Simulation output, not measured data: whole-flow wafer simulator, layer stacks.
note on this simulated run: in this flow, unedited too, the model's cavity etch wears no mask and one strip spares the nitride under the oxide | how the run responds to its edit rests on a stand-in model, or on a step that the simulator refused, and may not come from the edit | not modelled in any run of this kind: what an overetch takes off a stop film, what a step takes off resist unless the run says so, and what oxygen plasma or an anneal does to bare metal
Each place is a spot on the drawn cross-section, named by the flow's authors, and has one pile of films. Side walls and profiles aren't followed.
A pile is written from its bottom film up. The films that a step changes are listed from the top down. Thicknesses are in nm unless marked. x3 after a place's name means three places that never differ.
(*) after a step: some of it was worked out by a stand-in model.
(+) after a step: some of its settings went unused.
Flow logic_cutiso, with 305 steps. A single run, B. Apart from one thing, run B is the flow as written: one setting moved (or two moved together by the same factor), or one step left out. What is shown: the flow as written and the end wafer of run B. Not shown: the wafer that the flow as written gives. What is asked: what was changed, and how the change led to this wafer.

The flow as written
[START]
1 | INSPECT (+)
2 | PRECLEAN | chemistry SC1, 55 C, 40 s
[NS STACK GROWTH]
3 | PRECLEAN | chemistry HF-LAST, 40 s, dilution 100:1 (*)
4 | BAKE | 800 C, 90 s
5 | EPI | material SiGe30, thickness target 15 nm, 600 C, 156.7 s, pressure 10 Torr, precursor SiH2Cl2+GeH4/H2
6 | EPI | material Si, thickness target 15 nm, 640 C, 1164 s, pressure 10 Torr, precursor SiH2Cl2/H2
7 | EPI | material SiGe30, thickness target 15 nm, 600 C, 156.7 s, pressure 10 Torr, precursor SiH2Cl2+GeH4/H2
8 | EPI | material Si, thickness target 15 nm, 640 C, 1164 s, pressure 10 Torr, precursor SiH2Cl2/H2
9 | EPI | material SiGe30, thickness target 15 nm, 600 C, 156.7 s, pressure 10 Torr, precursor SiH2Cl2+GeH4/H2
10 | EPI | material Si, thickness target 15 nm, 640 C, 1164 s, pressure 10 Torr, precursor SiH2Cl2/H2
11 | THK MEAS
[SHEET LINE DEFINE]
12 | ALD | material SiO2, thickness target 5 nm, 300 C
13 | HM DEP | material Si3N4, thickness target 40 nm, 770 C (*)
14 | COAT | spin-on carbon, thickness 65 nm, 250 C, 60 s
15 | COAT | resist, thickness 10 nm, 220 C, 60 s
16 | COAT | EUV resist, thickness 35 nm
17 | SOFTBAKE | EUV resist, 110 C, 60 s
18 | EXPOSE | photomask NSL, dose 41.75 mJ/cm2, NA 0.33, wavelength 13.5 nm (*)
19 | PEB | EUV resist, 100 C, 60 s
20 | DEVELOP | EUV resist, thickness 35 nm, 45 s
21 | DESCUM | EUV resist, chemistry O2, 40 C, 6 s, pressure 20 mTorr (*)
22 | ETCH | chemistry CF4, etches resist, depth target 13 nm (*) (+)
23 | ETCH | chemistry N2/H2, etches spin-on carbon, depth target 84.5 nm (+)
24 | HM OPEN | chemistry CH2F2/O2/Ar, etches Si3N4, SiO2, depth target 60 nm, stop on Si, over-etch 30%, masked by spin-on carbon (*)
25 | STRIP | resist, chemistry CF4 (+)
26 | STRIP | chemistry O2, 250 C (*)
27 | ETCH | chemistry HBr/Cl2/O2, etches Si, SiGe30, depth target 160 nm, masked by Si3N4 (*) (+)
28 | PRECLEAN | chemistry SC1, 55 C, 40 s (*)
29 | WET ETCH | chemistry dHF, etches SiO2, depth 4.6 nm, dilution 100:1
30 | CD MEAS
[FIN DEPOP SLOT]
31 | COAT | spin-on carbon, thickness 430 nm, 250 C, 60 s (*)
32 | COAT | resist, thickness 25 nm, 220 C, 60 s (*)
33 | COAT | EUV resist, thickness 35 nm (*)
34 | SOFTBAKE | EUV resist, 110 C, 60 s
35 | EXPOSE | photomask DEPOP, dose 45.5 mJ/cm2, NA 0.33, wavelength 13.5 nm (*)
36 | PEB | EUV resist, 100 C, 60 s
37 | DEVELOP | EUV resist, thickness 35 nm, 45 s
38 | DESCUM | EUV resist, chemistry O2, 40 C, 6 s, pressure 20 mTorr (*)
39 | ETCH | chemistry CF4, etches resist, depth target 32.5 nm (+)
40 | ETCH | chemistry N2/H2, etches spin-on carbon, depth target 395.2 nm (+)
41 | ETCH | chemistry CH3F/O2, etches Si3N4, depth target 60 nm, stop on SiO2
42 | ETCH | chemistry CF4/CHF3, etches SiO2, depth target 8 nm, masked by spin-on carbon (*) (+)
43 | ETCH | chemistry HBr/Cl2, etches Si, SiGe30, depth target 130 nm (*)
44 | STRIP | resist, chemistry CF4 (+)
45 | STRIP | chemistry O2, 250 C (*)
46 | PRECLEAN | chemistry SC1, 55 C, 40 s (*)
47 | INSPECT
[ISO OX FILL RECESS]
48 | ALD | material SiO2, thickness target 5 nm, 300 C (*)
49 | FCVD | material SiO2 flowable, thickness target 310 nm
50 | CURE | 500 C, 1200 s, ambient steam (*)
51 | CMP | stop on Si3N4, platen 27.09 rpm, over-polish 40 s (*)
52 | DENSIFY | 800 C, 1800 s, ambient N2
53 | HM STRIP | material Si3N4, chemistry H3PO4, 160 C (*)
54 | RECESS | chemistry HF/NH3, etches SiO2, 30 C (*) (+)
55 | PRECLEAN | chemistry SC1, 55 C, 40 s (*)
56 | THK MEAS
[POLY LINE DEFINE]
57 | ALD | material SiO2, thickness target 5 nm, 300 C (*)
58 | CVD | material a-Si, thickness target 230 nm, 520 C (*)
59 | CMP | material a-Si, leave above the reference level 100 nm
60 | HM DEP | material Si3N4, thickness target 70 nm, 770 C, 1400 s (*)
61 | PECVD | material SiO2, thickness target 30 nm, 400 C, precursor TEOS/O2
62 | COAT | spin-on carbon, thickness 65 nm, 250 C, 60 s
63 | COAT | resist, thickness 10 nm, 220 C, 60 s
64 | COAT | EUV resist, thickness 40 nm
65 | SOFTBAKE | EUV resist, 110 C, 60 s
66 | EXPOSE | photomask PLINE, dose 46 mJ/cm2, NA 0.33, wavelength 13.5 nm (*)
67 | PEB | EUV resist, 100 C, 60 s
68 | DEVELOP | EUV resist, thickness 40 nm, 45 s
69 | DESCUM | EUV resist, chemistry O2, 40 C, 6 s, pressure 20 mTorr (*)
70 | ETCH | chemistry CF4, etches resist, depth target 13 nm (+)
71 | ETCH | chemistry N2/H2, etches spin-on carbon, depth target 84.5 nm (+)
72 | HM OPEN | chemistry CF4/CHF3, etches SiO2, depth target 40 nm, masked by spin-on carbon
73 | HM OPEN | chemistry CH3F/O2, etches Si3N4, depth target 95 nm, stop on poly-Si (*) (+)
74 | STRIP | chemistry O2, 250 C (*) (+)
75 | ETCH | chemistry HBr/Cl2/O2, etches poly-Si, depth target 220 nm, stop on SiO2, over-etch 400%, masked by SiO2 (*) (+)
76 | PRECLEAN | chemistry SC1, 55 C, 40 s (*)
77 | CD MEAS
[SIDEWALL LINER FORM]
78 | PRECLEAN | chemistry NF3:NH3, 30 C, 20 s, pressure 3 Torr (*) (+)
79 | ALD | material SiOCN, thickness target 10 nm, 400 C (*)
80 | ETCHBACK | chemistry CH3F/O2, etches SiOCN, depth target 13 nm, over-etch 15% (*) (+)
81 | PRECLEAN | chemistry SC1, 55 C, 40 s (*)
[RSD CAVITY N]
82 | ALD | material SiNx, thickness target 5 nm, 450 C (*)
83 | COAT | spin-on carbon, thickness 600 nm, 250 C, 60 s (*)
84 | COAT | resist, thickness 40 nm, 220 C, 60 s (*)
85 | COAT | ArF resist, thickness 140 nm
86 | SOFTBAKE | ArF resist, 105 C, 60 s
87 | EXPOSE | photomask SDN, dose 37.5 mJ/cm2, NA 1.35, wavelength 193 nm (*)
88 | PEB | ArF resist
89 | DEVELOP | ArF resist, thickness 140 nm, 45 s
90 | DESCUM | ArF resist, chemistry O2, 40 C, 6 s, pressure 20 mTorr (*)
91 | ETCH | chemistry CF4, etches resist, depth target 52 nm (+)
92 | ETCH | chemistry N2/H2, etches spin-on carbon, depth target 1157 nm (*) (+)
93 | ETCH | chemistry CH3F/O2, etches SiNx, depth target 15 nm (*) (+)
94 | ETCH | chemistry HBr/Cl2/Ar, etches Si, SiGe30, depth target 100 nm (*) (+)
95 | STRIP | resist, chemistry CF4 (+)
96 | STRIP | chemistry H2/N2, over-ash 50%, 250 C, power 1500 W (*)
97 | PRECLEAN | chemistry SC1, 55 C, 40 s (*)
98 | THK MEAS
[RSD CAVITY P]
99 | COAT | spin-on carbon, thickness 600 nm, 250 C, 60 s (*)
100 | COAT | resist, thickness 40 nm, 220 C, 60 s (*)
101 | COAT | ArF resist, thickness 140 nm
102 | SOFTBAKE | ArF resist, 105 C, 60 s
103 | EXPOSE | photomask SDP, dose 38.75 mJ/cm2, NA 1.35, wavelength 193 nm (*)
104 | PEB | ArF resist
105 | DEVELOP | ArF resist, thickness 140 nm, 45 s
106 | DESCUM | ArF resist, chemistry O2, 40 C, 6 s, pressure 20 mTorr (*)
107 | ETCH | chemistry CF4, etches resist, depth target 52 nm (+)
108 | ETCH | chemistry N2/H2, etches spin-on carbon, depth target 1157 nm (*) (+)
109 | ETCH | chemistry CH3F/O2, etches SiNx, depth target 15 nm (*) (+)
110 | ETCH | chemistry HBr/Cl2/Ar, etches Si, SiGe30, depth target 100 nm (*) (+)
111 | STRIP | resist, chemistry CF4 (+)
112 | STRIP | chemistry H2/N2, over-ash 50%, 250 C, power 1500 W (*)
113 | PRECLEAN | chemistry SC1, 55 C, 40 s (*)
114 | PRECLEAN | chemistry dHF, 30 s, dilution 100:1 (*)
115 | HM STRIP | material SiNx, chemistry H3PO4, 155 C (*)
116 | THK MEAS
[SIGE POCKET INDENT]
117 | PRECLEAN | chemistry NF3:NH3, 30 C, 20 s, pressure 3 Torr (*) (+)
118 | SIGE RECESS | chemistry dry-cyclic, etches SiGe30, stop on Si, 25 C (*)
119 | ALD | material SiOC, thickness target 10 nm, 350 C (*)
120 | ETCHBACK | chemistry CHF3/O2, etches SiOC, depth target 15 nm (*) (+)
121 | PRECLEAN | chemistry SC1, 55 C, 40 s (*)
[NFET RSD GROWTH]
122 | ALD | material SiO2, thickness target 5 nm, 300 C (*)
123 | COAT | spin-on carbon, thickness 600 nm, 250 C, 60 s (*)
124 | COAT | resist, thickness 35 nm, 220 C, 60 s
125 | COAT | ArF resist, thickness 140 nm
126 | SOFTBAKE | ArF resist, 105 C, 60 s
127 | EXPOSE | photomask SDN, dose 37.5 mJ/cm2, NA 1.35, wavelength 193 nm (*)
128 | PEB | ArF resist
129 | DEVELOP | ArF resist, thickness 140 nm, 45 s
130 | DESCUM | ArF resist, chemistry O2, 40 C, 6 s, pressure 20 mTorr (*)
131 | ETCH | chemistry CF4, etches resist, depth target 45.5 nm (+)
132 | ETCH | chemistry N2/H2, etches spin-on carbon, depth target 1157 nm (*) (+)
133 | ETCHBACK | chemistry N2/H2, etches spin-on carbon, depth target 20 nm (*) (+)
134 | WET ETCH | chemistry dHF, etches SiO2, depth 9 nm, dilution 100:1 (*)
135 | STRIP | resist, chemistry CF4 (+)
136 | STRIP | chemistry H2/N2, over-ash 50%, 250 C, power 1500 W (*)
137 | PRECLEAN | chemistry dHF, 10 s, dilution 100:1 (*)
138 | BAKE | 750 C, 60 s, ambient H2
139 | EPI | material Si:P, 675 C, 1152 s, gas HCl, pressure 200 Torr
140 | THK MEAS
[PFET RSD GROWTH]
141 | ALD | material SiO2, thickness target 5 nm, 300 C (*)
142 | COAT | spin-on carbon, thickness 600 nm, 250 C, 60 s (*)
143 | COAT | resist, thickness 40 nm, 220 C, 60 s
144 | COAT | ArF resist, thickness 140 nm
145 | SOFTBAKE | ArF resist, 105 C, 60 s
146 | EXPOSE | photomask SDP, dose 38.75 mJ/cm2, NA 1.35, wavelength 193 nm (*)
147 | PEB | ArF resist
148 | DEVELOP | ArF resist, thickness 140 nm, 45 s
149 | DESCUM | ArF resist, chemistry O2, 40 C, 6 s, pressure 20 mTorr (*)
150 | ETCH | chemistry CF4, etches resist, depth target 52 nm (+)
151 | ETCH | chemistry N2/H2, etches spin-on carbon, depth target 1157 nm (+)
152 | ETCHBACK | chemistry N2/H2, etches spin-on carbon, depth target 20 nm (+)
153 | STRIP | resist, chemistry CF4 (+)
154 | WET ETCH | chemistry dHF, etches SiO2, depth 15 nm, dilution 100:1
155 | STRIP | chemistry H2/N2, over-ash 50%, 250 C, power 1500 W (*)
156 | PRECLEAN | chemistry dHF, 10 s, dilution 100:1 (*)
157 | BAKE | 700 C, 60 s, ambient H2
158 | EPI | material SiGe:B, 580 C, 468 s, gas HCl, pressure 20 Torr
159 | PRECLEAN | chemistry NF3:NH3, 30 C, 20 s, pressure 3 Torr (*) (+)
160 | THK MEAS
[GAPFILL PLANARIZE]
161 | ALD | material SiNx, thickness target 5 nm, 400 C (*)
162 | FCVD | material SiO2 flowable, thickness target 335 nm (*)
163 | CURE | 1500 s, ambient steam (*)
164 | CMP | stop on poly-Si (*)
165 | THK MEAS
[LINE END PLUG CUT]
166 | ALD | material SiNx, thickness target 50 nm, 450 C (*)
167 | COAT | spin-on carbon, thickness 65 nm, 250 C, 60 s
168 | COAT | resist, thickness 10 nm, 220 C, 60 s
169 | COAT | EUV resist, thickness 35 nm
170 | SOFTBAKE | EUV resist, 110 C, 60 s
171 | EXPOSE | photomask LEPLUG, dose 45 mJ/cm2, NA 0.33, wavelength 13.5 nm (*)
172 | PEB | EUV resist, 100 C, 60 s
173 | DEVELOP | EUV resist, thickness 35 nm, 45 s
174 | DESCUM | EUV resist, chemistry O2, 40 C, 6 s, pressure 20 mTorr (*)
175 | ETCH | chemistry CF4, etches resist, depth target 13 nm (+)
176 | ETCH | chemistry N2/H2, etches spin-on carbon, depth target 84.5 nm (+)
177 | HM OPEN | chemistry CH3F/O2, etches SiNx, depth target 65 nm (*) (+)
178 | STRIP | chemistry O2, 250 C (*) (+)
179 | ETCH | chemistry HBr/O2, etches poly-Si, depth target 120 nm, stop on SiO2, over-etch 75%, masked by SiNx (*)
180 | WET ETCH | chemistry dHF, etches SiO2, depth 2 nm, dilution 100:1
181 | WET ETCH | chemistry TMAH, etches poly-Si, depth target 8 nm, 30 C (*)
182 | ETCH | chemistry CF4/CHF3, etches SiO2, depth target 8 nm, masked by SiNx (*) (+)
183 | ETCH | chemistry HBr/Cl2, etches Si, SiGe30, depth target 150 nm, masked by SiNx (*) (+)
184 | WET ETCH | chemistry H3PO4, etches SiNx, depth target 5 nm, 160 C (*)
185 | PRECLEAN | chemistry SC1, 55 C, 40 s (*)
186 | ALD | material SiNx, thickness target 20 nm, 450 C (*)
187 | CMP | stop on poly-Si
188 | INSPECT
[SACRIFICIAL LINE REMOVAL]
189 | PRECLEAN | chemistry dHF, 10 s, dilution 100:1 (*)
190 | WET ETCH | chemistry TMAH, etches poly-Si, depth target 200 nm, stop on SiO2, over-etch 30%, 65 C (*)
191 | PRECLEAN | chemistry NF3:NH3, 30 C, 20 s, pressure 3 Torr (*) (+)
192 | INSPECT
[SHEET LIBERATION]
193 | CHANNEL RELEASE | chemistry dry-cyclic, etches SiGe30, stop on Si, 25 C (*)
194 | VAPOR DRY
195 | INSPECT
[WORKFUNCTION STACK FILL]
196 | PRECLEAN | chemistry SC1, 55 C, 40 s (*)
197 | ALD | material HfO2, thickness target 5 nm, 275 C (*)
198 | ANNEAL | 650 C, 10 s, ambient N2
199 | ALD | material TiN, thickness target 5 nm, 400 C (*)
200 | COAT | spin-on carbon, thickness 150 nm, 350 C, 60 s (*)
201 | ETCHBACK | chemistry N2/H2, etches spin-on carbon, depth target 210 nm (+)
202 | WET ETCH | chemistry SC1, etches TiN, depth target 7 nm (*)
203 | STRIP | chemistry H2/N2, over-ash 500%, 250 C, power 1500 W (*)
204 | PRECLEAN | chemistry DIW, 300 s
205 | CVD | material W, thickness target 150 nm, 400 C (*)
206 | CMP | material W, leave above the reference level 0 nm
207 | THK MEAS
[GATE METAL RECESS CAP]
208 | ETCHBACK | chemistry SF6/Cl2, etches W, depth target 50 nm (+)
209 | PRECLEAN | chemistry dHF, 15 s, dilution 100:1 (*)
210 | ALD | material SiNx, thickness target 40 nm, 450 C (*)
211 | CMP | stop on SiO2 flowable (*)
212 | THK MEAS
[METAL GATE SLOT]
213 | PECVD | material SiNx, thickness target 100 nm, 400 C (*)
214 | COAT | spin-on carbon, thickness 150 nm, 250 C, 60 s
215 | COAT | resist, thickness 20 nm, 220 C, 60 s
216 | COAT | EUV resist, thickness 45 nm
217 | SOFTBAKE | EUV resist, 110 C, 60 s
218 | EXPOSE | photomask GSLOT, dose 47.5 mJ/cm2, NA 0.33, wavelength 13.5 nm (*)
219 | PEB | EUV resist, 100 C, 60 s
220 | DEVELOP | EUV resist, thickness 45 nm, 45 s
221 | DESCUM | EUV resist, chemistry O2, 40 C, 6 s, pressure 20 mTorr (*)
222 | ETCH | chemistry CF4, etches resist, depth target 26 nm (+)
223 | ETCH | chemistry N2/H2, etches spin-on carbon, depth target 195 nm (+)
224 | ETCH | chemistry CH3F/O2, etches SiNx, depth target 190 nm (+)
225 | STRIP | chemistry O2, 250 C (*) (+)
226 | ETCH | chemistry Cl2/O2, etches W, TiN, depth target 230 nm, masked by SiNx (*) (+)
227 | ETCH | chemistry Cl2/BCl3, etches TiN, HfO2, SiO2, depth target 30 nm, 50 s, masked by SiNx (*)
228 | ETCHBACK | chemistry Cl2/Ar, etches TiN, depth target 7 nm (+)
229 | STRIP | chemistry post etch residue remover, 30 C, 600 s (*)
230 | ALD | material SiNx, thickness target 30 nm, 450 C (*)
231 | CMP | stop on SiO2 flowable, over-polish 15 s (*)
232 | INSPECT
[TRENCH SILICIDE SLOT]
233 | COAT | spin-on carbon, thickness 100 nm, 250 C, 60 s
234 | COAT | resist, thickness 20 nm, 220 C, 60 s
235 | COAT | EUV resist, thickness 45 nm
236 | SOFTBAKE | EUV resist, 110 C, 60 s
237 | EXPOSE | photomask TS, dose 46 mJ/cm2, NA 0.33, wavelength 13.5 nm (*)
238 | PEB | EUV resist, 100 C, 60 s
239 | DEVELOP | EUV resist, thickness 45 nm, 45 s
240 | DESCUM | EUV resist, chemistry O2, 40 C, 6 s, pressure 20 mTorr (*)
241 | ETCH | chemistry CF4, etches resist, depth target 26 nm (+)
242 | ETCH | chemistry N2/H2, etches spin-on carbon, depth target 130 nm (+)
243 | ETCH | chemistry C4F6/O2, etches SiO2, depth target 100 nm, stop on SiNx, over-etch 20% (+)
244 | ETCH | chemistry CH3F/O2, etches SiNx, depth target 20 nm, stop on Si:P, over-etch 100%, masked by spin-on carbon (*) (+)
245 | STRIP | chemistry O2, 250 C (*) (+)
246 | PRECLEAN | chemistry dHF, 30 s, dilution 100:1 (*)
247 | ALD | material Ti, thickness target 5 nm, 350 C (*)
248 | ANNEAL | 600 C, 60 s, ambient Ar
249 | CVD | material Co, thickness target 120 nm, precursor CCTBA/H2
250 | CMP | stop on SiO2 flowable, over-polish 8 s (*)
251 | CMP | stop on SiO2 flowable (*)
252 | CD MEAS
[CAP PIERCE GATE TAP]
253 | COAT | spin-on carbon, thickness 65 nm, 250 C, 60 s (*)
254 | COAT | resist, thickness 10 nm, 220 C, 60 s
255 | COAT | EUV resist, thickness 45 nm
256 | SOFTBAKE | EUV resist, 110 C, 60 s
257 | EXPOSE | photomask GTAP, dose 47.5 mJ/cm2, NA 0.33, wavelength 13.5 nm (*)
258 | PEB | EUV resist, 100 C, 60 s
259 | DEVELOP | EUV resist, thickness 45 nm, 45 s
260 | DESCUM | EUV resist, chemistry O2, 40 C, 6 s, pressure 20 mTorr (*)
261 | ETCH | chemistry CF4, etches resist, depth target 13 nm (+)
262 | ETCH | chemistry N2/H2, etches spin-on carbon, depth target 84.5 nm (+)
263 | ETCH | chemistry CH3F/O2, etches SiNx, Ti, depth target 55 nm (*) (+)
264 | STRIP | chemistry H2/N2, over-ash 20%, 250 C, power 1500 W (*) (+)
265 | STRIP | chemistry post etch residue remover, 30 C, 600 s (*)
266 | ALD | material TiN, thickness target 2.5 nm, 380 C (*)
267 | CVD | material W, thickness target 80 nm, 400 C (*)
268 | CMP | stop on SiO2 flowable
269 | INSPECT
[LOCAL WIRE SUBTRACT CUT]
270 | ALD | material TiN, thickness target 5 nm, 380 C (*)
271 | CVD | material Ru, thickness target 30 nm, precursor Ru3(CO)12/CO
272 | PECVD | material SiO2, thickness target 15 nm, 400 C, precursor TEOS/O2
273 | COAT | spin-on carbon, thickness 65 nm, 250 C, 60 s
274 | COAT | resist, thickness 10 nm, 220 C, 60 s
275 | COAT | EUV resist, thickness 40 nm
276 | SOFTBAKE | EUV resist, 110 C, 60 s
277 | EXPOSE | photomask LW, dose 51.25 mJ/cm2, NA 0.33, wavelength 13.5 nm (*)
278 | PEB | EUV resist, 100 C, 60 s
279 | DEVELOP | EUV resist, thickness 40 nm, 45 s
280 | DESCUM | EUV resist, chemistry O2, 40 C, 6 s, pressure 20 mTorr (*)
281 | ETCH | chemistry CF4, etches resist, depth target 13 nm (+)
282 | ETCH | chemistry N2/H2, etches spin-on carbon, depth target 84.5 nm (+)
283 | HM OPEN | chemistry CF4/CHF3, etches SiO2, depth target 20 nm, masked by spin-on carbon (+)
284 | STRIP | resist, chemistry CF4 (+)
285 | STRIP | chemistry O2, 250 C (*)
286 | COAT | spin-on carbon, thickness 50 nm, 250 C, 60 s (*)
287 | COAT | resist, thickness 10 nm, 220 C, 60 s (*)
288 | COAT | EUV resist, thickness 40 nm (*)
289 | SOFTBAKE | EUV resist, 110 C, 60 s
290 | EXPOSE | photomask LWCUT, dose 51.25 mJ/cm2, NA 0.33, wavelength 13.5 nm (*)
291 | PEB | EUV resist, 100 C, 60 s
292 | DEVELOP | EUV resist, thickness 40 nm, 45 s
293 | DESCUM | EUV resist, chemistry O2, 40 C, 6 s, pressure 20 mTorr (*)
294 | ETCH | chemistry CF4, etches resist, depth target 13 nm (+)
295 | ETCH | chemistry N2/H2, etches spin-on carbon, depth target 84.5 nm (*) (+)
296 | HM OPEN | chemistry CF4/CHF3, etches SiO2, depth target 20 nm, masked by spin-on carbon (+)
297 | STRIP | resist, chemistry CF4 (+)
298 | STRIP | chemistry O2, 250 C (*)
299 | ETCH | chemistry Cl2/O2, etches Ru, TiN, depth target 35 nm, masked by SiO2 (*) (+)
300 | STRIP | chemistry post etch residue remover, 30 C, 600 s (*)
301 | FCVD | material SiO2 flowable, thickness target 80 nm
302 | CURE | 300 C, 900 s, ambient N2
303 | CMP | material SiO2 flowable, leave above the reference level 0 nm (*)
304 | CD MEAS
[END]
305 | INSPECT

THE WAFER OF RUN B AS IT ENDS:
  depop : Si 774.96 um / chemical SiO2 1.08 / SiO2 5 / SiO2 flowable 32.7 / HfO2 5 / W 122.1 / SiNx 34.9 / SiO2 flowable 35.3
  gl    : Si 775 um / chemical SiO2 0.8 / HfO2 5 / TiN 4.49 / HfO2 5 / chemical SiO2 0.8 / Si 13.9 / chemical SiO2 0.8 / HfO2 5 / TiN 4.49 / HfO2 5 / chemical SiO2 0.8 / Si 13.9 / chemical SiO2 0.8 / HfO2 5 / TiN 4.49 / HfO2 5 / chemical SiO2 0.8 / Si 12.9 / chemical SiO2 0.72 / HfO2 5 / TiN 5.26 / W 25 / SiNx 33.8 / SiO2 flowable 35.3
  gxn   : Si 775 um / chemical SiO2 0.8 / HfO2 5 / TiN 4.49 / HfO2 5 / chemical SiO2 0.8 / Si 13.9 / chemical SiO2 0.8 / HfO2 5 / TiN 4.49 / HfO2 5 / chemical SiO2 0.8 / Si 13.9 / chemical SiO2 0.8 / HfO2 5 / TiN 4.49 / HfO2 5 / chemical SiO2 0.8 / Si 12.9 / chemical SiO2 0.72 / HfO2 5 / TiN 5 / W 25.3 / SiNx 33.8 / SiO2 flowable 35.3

Cause: step 208, ETCHBACK: depth target 56.2 nm was run, though the flow has depth target 50 nm.

How this came from the change, step by step:
  208 | ETCHBACK | chemistry SF6/Cl2, etches W, depth target 50 nm (+)
      depop, dpovl, gfld and 9 more: W loses 56.2 (as written it would have been: W loses 50)
      iso, rsdn, rsdp, rsdw, rsdx: SiO2 flowable loses 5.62 (as written it would have been: SiO2 flowable loses 5)
      (and at 5 other places as well)
  210 | ALD | material SiNx, thickness target 40 nm, 450 C (*)
      gfld, gl, glp, gxf, gxn, gxp, tap: SiNx gains 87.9 (new film) (as written it would have been: SiNx gains 82.6 (new film))
  211 | CMP | stop on SiO2 flowable (*)
      depop, dpovl, isow, ns, nsgap: nothing (as written it would have been: SiNx loses 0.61)
  224 | ETCH | chemistry CH3F/O2, etches SiNx, depth target 190 nm (+)
      gfld: SiNx loses 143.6 (all of it), W loses 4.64 (as written it would have been: SiNx loses 138.1 (all of it), W loses 5.19)
  226 | ETCH | chemistry Cl2/O2, etches W, TiN, depth target 230 nm, masked by SiNx (*) (+)
      depop, dpovl, gl and 18 more: SiNx loses 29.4 (as written it would have been: SiNx loses 30.8)
      gfld: W loses 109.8 (all of it), TiN loses 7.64 (all of it), HfO2 loses 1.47 (as written it would have been: W loses 115.4 (all of it), TiN loses 7.64 (all of it), HfO2 loses 1.54)
  231 | CMP | stop on SiO2 flowable, over-polish 15 s (*)
      gl, glp, gxf, gxn, gxp, plug, tap: SiNx loses 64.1 (as written it would have been: SiNx loses 62.7)
      depop, dpovl, isow, ns, nsgap: SiNx loses 59.2 (as written it would have been: SiNx loses 62.7)
      (and at 10 other places as well)
  246 | PRECLEAN | chemistry dHF, 30 s, dilution 100:1 (*)
      depop, dpovl, isow, ns, nsgap: SiNx loses 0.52 (as written it would have been: SiNx loses 1.08)
  251 | CMP | stop on SiO2 flowable (*)
      rsdx: Ti loses 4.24 (as written it would have been: Ti loses 5 (all of it))
      gfld, gl, glp, gxf, gxn, gxp, plug, tap: SiNx loses 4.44 (as written it would have been: SiNx loses 5)
      (and at 7 other places as well)
  263 | ETCH | chemistry CH3F/O2, etches SiNx, Ti, depth target 55 nm (*) (+)
      glp, lnrp, lnrt, plug, rsdn, rsdp, rsdw: resist loses 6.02 (all of it), spin-on carbon loses 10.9 (as written it would have been: resist loses 6.02 (all of it), spin-on carbon loses 6.48)
      depop, dpovl, gl, isow, ns, nsgap: resist loses 6.03 (all of it), spin-on carbon loses 10.8 (as written it would have been: resist loses 6.03 (all of it), spin-on carbon loses 6.46)
      (and at 9 other places as well)
  264 | STRIP | chemistry H2/N2, over-ash 20%, 250 C, power 1500 W (*) (+)
      gl, glp, gxp and 6 more: spin-on carbon loses 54 (all of it) (as written it would have been: spin-on carbon loses 58.4 (all of it))
      depop, dpovl, isow, ns, nsgap: spin-on carbon loses 54.2 (all of it) (as written it would have been: spin-on carbon loses 58.5 (all of it))
      (and at 7 other places as well)
  265 | STRIP | chemistry post etch residue remover, 30 C, 600 s (*)
      rsdx: Ti loses 0.76 (all of it) (as written it would have been: nothing)
  267 | CVD | material W, thickness target 80 nm, 400 C (*)
      tap: W gains 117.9 (new film) (as written it would have been: W gains 111.4 (new film))
  268 | CMP | stop on SiO2 flowable
      depop, dpovl, gfld and 9 more: W loses 80.2 (all of it), TiN loses 2.5 (all of it), SiNx loses 1.54 (as written it would have been: W loses 80.2 (all of it), TiN loses 2.5 (all of it), SiNx loses 0.98)
      lnr, lnri, lnrp, lnrt: W loses 80 (all of it), TiN loses 2.5 (all of it), SiOCN loses 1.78 (as written it would have been: W loses 80 (all of it), TiN loses 2.5 (all of it), SiOCN loses 1.22)
      (and at 3 other places as well)
